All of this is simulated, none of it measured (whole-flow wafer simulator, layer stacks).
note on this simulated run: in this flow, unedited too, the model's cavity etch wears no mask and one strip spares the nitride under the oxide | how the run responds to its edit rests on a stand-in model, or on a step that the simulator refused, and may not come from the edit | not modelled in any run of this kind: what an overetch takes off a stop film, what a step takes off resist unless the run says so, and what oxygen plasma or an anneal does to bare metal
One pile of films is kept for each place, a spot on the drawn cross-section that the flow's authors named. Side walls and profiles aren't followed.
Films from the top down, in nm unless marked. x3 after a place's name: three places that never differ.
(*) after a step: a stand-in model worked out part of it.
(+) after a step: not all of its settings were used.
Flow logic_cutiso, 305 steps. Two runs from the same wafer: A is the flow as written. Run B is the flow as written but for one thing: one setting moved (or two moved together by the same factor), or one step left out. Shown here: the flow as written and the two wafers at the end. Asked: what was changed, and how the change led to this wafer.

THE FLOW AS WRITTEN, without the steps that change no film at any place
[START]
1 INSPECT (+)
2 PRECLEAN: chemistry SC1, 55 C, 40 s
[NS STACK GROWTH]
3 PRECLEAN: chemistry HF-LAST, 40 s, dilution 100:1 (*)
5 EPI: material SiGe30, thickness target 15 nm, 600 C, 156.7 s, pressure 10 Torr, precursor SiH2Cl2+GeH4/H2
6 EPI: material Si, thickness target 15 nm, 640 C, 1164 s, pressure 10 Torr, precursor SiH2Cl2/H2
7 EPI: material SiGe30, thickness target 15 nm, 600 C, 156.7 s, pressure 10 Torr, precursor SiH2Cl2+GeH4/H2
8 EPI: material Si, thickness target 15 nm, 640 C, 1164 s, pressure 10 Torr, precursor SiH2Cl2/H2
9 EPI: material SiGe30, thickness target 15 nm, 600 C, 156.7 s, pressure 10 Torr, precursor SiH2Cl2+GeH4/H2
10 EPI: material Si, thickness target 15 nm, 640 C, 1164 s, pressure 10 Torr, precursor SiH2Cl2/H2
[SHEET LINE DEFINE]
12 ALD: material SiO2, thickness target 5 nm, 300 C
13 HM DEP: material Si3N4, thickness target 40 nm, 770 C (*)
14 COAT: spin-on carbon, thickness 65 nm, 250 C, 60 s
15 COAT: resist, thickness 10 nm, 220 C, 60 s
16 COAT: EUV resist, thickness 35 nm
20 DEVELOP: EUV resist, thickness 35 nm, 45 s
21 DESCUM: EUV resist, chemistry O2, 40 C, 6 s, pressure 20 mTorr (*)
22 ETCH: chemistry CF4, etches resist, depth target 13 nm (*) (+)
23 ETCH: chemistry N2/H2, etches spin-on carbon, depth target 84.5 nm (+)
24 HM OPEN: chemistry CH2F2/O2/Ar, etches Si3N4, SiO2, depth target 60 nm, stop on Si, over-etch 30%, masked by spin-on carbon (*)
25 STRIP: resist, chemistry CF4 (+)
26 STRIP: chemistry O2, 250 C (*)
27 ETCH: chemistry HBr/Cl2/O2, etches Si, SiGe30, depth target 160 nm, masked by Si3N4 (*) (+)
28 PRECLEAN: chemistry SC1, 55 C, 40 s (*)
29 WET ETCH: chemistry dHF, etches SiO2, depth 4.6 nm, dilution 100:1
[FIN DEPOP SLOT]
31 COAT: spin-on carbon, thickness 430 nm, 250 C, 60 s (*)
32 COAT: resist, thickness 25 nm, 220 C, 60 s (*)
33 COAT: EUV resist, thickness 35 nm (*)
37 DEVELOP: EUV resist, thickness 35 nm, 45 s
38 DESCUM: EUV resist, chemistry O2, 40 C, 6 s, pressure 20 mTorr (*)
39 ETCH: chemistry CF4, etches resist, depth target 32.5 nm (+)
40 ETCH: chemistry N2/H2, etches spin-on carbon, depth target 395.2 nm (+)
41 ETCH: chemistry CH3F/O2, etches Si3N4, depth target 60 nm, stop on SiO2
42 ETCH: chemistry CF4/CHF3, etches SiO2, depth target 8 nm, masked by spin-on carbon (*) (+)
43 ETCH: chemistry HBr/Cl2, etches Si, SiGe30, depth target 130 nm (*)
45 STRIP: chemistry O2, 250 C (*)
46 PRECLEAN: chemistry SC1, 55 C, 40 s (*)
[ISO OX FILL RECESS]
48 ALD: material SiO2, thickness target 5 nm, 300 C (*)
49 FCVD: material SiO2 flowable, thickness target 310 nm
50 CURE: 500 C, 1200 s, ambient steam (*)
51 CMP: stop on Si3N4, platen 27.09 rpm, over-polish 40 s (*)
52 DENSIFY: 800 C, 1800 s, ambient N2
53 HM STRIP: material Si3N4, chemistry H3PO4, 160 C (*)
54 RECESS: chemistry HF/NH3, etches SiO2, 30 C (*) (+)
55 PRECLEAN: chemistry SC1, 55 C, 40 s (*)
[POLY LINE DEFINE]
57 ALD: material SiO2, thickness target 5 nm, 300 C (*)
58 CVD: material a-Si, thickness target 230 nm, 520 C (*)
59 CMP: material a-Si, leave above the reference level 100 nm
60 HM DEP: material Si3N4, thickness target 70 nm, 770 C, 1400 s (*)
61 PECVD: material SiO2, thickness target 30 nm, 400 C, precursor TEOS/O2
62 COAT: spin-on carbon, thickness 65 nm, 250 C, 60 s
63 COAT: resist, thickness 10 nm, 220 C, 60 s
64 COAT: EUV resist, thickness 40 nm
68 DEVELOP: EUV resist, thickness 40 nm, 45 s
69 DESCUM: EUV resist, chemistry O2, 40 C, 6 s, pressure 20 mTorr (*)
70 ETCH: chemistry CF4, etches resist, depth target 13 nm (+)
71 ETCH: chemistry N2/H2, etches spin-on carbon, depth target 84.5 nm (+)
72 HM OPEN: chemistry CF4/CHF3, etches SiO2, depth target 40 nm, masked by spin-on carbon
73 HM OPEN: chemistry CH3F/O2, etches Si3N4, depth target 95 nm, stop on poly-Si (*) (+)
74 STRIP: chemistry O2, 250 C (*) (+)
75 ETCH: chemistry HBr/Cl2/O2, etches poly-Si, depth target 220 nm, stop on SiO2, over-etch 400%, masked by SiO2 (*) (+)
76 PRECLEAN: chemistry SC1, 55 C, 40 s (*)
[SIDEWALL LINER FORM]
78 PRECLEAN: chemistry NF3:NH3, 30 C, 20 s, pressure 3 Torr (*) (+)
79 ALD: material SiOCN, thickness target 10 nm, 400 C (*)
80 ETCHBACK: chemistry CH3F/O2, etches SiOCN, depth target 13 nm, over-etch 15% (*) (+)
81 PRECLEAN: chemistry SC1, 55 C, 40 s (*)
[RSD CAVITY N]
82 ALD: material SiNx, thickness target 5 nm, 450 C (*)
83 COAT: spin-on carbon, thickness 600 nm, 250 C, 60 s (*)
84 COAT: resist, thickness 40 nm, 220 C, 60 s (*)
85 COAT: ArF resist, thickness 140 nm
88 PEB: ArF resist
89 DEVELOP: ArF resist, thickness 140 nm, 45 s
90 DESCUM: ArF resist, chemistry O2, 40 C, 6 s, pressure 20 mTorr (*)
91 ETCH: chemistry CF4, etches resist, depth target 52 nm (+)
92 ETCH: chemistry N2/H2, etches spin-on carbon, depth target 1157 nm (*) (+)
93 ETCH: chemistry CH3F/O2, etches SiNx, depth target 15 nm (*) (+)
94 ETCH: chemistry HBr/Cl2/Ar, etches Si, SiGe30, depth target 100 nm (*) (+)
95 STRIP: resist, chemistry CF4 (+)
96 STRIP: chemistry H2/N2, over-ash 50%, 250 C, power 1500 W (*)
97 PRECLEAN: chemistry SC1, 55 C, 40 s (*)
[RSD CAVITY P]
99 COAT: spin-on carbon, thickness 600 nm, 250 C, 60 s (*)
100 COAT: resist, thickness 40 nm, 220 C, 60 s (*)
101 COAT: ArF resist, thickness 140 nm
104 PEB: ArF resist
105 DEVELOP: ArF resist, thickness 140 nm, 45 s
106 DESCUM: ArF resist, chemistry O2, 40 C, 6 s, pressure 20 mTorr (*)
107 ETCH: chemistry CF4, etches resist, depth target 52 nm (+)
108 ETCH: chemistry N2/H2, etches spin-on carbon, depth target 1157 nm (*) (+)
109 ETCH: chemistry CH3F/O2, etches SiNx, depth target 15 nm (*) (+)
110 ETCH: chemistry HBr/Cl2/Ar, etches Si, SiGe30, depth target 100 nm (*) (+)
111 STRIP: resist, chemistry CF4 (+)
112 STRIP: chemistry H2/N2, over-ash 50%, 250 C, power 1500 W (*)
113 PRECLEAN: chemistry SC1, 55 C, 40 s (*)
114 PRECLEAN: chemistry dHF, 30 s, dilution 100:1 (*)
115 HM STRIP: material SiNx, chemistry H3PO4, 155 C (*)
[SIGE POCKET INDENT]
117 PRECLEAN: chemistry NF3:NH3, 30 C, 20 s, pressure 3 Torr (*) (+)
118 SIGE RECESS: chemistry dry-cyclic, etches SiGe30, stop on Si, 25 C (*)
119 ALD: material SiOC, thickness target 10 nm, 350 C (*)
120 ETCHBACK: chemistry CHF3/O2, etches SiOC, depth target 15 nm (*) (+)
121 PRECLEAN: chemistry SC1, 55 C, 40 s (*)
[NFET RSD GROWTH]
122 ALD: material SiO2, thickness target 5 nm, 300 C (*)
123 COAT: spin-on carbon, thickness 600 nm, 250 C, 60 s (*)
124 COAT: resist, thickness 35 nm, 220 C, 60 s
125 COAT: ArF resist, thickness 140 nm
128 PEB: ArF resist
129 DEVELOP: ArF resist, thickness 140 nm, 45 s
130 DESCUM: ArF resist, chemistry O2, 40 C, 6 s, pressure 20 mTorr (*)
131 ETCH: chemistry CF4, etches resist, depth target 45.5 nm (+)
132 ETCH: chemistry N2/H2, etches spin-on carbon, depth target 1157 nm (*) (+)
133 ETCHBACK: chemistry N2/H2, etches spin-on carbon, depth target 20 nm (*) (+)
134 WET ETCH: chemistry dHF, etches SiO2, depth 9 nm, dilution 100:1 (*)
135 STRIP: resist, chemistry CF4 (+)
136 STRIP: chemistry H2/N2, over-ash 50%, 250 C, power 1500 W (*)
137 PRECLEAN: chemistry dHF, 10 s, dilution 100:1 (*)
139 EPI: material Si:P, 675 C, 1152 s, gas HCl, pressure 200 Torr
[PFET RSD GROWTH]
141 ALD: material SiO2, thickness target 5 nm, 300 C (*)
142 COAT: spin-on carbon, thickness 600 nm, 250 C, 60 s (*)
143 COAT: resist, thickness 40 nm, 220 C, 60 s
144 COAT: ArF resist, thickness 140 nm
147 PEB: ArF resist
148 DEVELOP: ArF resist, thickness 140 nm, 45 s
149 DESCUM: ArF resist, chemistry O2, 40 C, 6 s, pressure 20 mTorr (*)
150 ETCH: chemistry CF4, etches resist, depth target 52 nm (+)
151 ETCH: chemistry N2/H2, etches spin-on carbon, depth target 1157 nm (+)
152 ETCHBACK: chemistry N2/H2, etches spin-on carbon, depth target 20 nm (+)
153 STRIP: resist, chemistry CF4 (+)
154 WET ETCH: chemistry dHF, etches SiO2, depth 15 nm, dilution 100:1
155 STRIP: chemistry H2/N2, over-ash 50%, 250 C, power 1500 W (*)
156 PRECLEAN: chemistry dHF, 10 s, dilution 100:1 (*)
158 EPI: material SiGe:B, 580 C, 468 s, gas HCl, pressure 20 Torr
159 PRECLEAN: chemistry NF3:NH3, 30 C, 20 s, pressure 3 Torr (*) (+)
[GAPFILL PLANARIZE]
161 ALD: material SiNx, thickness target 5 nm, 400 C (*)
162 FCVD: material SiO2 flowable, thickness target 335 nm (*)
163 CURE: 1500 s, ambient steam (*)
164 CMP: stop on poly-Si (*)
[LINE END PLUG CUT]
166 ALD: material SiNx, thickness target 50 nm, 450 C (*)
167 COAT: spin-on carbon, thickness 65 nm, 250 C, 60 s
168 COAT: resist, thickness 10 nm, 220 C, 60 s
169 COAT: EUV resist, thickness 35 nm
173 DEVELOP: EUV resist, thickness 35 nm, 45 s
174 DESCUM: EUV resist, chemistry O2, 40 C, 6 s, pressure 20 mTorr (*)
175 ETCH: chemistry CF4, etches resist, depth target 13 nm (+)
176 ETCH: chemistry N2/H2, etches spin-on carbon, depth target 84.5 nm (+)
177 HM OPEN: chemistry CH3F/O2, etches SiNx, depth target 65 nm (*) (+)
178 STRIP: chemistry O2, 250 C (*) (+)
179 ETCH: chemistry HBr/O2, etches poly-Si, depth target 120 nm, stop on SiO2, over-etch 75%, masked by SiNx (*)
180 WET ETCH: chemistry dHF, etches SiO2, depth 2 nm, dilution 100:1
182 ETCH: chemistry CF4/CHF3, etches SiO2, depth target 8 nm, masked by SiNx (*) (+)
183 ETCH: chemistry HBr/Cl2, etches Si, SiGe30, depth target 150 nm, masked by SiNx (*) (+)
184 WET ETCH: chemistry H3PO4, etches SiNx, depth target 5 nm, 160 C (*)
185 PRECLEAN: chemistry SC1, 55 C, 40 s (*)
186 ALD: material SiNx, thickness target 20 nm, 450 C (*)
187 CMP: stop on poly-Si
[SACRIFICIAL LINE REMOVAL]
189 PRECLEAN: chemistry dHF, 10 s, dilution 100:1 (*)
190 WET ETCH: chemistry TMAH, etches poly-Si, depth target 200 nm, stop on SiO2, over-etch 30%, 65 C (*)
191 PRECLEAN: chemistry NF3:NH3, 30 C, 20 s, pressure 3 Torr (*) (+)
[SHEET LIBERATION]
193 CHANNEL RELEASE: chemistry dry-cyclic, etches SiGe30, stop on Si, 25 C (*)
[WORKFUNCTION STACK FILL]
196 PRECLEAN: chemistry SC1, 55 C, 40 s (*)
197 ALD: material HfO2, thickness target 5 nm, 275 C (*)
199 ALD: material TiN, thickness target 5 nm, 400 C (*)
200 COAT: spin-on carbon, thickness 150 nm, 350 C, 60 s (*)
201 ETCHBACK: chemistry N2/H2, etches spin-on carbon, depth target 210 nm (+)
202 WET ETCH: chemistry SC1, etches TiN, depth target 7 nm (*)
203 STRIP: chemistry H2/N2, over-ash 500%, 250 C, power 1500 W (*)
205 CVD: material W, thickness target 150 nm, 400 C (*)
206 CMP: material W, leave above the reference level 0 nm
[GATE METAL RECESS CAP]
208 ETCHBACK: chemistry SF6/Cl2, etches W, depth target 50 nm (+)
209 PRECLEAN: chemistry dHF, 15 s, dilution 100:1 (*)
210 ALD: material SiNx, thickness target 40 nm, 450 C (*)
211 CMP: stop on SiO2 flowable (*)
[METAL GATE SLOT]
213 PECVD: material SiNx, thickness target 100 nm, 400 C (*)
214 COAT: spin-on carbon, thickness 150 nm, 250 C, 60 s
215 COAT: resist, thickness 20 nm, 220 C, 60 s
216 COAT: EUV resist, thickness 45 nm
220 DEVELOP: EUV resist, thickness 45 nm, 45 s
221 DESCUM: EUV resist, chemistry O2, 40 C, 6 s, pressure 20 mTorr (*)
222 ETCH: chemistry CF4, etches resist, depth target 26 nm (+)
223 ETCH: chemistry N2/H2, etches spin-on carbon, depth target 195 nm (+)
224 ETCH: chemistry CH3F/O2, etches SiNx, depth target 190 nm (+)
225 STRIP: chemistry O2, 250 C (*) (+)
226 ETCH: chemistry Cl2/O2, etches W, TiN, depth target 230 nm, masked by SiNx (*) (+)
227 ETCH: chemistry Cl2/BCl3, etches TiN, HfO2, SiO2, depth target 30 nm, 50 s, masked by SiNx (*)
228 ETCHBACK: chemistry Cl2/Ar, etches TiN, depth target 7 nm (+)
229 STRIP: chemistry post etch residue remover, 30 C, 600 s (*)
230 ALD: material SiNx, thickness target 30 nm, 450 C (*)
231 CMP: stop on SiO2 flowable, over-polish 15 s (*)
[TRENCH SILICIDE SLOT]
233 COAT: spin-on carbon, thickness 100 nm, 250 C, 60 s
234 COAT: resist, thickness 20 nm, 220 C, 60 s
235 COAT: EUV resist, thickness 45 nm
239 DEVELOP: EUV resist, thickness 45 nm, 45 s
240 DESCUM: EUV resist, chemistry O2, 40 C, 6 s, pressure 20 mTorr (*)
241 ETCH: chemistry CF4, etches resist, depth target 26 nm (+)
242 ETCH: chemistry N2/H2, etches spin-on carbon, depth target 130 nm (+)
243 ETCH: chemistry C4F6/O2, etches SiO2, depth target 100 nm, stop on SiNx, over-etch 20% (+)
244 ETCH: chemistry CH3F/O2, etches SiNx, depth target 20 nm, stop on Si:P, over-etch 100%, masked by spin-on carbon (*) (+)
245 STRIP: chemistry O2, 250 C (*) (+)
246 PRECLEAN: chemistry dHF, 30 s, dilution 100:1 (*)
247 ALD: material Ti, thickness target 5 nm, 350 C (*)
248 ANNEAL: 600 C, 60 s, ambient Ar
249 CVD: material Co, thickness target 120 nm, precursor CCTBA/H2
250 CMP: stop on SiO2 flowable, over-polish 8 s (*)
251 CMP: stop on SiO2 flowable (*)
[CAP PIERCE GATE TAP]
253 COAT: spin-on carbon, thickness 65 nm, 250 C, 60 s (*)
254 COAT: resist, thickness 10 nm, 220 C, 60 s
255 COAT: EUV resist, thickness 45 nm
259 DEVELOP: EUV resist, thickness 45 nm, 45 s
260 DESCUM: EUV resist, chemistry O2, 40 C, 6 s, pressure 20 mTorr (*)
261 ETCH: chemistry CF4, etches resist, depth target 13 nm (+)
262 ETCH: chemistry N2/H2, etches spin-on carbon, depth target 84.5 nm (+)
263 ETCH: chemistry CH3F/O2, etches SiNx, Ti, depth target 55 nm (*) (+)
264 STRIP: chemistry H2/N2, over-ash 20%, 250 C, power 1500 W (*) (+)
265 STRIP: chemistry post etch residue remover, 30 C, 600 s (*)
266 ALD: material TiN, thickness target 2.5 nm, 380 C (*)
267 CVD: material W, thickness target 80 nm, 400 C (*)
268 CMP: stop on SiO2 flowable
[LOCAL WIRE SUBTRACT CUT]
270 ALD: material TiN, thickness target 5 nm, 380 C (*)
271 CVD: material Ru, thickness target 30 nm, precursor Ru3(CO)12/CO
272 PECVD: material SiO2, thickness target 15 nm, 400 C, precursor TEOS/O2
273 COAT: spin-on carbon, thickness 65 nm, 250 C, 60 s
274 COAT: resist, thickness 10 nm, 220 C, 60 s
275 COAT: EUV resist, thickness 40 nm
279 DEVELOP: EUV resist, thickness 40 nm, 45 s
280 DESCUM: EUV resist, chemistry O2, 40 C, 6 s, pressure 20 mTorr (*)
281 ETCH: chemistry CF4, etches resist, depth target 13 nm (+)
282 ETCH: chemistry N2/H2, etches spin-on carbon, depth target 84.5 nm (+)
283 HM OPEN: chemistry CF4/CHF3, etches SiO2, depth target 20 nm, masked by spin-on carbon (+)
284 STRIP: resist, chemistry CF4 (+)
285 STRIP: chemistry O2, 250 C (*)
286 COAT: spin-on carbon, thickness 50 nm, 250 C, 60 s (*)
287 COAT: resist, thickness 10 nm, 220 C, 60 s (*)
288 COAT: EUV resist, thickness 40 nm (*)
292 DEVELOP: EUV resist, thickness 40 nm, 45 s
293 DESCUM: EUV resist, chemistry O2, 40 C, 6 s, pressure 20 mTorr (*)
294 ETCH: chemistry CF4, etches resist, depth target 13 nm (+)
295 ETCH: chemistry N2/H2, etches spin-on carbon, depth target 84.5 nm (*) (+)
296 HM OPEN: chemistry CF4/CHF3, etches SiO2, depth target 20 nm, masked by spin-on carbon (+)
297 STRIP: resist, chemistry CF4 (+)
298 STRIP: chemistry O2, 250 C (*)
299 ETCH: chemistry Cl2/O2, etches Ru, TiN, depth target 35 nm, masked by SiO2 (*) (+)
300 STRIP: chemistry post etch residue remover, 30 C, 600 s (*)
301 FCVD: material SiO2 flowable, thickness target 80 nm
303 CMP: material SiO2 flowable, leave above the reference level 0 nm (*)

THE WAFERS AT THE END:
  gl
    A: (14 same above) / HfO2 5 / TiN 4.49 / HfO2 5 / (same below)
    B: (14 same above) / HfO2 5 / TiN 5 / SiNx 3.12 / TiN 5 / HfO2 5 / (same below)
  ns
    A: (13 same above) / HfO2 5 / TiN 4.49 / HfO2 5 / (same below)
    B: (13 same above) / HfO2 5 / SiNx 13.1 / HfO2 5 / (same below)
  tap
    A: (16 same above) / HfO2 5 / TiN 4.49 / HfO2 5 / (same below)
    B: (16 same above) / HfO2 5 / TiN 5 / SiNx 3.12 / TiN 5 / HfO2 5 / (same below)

The cause: step 7, EPI: 246.8 s was run, where the flow has 156.7 s.

How the change led to this, step by step:
  7 EPI: material SiGe30, thickness target 15 nm, 600 C, 156.7 s, pressure 10 Torr, precursor SiH2Cl2+GeH4/H2
      depop, dpovl, gfld and 19 more: A SiGe30 +15 (new film) | B SiGe30 +23.6 (new film)
  27 ETCH: chemistry HBr/Cl2/O2, etches Si, SiGe30, depth target 160 nm, masked by Si3N4 (*) (+)
      gfld, gxf, iso, lnri: A chemical SiO2 -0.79 (all of it), Si -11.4 (all of it), SiGe30 -15 (all of it), Si -15 (all of it), SiGe30 -15 (all of it), Si -15 (all of it), SiGe30 -15 (all of it), Si -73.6 | B chemical SiO2 -0.79 (all of it), Si -11.4 (all of it), SiGe30 -15 (all of it), Si -15 (all of it), SiGe30 -23.6 (all of it), Si -15 (all of it), SiGe30 -15 (all of it), Si -65
      dpovl, nsgap: A chemical SiO2 -0.79 (all of it), Si -11.8 (all of it), SiGe30 -15 (all of it), Si -15 (all of it), SiGe30 -15 (all of it), Si -15 (all of it), SiGe30 -15 (all of it), Si -73.2 | B chemical SiO2 -0.79 (all of it), Si -11.8 (all of it), SiGe30 -15 (all of it), Si -15 (all of it), SiGe30 -23.6 (all of it), Si -15 (all of it), SiGe30 -15 (all of it), Si -64.6
      (and at 1 more place)
  43 ETCH: chemistry HBr/Cl2, etches Si, SiGe30, depth target 130 nm (*)
      depop: A Si -14 (all of it), SiGe30 -15 (all of it), Si -15 (all of it), SiGe30 -15 (all of it), Si -15 (all of it), SiGe30 -15 (all of it), Si -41 | B Si -14 (all of it), SiGe30 -15 (all of it), Si -15 (all of it), SiGe30 -23.6 (all of it), Si -15 (all of it), SiGe30 -15 (all of it), Si -32.3
  94 ETCH: chemistry HBr/Cl2/Ar, etches Si, SiGe30, depth target 100 nm (*) (+)
      rsdn, rsdx: A chemical SiO2 -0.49 (all of it), Si -12.8 (all of it), SiGe30 -15 (all of it), Si -15 (all of it), SiGe30 -15 (all of it), Si -15 (all of it), SiGe30 -15 (all of it), Si -12.2 | B chemical SiO2 -0.49 (all of it), Si -12.8 (all of it), SiGe30 -15 (all of it), Si -15 (all of it), SiGe30 -23.6 (all of it), Si -15 (all of it), SiGe30 -15 (all of it), Si -3.53
  110 ETCH: chemistry HBr/Cl2/Ar, etches Si, SiGe30, depth target 100 nm (*) (+)
      rsdp, rsdw: A chemical SiO2 -0.49 (all of it), Si -12.8 (all of it), SiGe30 -15 (all of it), Si -15 (all of it), SiGe30 -15 (all of it), Si -15 (all of it), SiGe30 -15 (all of it), Si -12.2 | B chemical SiO2 -0.49 (all of it), Si -12.8 (all of it), SiGe30 -15 (all of it), Si -15 (all of it), SiGe30 -23.6 (all of it), Si -15 (all of it), SiGe30 -15 (all of it), Si -3.53
  118 SIGE RECESS: chemistry dry-cyclic, etches SiGe30, stop on Si, 25 C (*)
      lnr, lnrp, lnrt: A SiOCN -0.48, Si -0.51, cavity +16 (new film), SiGe30 -15 (all of it), Si -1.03, cavity +16 (new film), SiGe30 -15 (all of it), Si -1.03, cavity +16 (new film), SiGe30 -15 (all of it), Si -0.51 | B SiOCN -0.48, Si -0.51, cavity +16 (new film), SiGe30 -15 (all of it), Si -1.03, cavity +24.7 (new film), SiGe30 -23.6 (all of it), Si -1.03, cavity +16 (new film), SiGe30 -15 (all of it), Si -0.51
  119 ALD: material SiOC, thickness target 10 nm, 350 C (*)
      lnr, lnrp, lnrt: A SiOC +10 (new film), SiOC +16 (new film), cavity -16 (all of it), SiOC +16 (new film), cavity -16 (all of it), SiOC +16 (new film), cavity -16 (all of it) | B SiOC +10 (new film), SiOC +16 (new film), cavity -16 (all of it), SiOC +24.7 (new film), cavity -24.7 (all of it), SiOC +16 (new film), cavity -16 (all of it)
  183 ETCH: chemistry HBr/Cl2, etches Si, SiGe30, depth target 150 nm, masked by SiNx (*) (+)
      plug: A Si -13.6 (all of it), SiGe30 -15 (all of it), Si -15 (all of it), SiGe30 -15 (all of it), Si -15 (all of it), SiGe30 -15 (all of it), Si -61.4 | B Si -13.6 (all of it), SiGe30 -15 (all of it), Si -15 (all of it), SiGe30 -23.6 (all of it), Si -15 (all of it), SiGe30 -15 (all of it), Si -52.8
  193 CHANNEL RELEASE: chemistry dry-cyclic, etches SiGe30, stop on Si, 25 C (*)
      gl, glp, gxn, gxp, ns, tap: A chemical SiO2 +0.8 (new film), Si -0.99, chemical SiO2 +0.8 (new film), cavity +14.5 (new film), chemical SiO2 +0.8 (new film), SiGe30 -15 (all of it), Si -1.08, chemical SiO2 +0.8 (new film), cavity +14.5 (new film), chemical SiO2 +0.8 (new film), SiGe30 -15 (all of it), Si -1.08, chemical SiO2 +0.8 (new film), cavity +14.5 (new film), chemical SiO2 +0.8 (new film), SiGe30 -15 (all of it), Si -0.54 | B chemical SiO2 +0.8 (new film), Si -0.99, chemical SiO2 +0.8 (new film), cavity +14.5 (new film), chemical SiO2 +0.8 (new film), SiGe30 -15 (all of it), Si -1.08, chemical SiO2 +0.8 (new film), cavity +23.1 (new film), chemical SiO2 +0.8 (new film), SiGe30 -23.6 (all of it), Si -1.08, chemical SiO2 +0.8 (new film), cavity +14.5 (new film), chemical SiO2 +0.8 (new film), SiGe30 -15 (all of it), Si -0.54
  199 ALD: material TiN, thickness target 5 nm, 400 C (*)
      gl, glp, tap: A TiN +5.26 (new film), TiN +4.49 (new film), cavity -4.49 (all of it), TiN +4.49 (new film), cavity -4.49 (all of it), TiN +4.49 (new film), cavity -4.49 (all of it) | B TiN +5.26 (new film), TiN +4.49 (new film), cavity -4.49 (all of it), TiN +5 (new film), cavity -10, TiN +5 (new film), TiN +4.49 (new film), cavity -4.49 (all of it)
      gxn, gxp, ns: A TiN +5 (new film), TiN +4.49 (new film), cavity -4.49 (all of it), TiN +4.49 (new film), cavity -4.49 (all of it), TiN +4.49 (new film), cavity -4.49 (all of it) | B TiN +5 (new film), TiN +4.49 (new film), cavity -4.49 (all of it), TiN +5 (new film), cavity -10, TiN +5 (new film), TiN +4.49 (new film), cavity -4.49 (all of it)
  202 WET ETCH: chemistry SC1, etches TiN, depth target 7 nm (*)
      ns: A TiN -5 (all of it) | B TiN -5 (all of it), TiN -5 (all of it), cavity +10, TiN -5 (all of it)
  210 ALD: material SiNx, thickness target 40 nm, 450 C (*)
      gl, glp, gxn, gxp, tap: A SiNx +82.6 (new film) | B SiNx +82.6 (new film), SiNx +3.12 (new film), cavity -3.12 (all of it)
      ns: A SiNx +40 (new film) | B SiNx +40 (new film), SiNx +13.1 (new film), cavity -13.1 (all of it)
Counting metal films that touch as one body, gl has 5 bodies (between them, from the top down: HfO2 5 / chemical SiO2 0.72 / Si 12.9 / chemical SiO2 0.8 / HfO2 5; HfO2 5 / chemical SiO2 0.8 / Si 13.9 / chemical SiO2 0.8 / HfO2 5; SiNx 3.12; HfO2 5 / chemical SiO2 0.8 / Si 13.9 / chemical SiO2 0.8 / HfO2 5); the flow as written gives 4 bodies (between them, from the top down: HfO2 5 / chemical SiO2 0.72 / Si 12.9 / chemical SiO2 0.8 / HfO2 5; HfO2 5 / chemical SiO2 0.8 / Si 13.9 / chemical SiO2 0.8 / HfO2 5; HfO2 5 / chemical SiO2 0.8 / Si 13.9 / chemical SiO2 0.8 / HfO2 5).
Counting metal films that touch as one body, ns has 3 bodies (between them, from the top down: HfO2 5 / chemical SiO2 0.72 / Si 12.9 / chemical SiO2 0.8 / HfO2 5; HfO2 5 / chemical SiO2 0.8 / Si 13.9 / chemical SiO2 0.8 / HfO2 5 / SiNx 13.1 / HfO2 5 / chemical SiO2 0.8 / Si 13.9 / chemical SiO2 0.8 / HfO2 5); the flow as written gives 4 bodies (between them, from the top down: HfO2 5 / chemical SiO2 0.72 / Si 12.9 / chemical SiO2 0.8 / HfO2 5; HfO2 5 / chemical SiO2 0.8 / Si 13.9 / chemical SiO2 0.8 / HfO2 5; HfO2 5 / chemical SiO2 0.8 / Si 13.9 / chemical SiO2 0.8 / HfO2 5).
Counting metal films that touch as one body, tap has 5 bodies (between them, from the top down: HfO2 5 / chemical SiO2 0.72 / Si 12.9 / chemical SiO2 0.8 / HfO2 5; HfO2 5 / chemical SiO2 0.8 / Si 13.9 / chemical SiO2 0.8 / HfO2 5; SiNx 3.12; HfO2 5 / chemical SiO2 0.8 / Si 13.9 / chemical SiO2 0.8 / HfO2 5); the flow as written gives 4 bodies (between them, from the top down: HfO2 5 / chemical SiO2 0.72 / Si 12.9 / chemical SiO2 0.8 / HfO2 5; HfO2 5 / chemical SiO2 0.8 / Si 13.9 / chemical SiO2 0.8 / HfO2 5; HfO2 5 / chemical SiO2 0.8 / Si 13.9 / chemical SiO2 0.8 / HfO2 5).
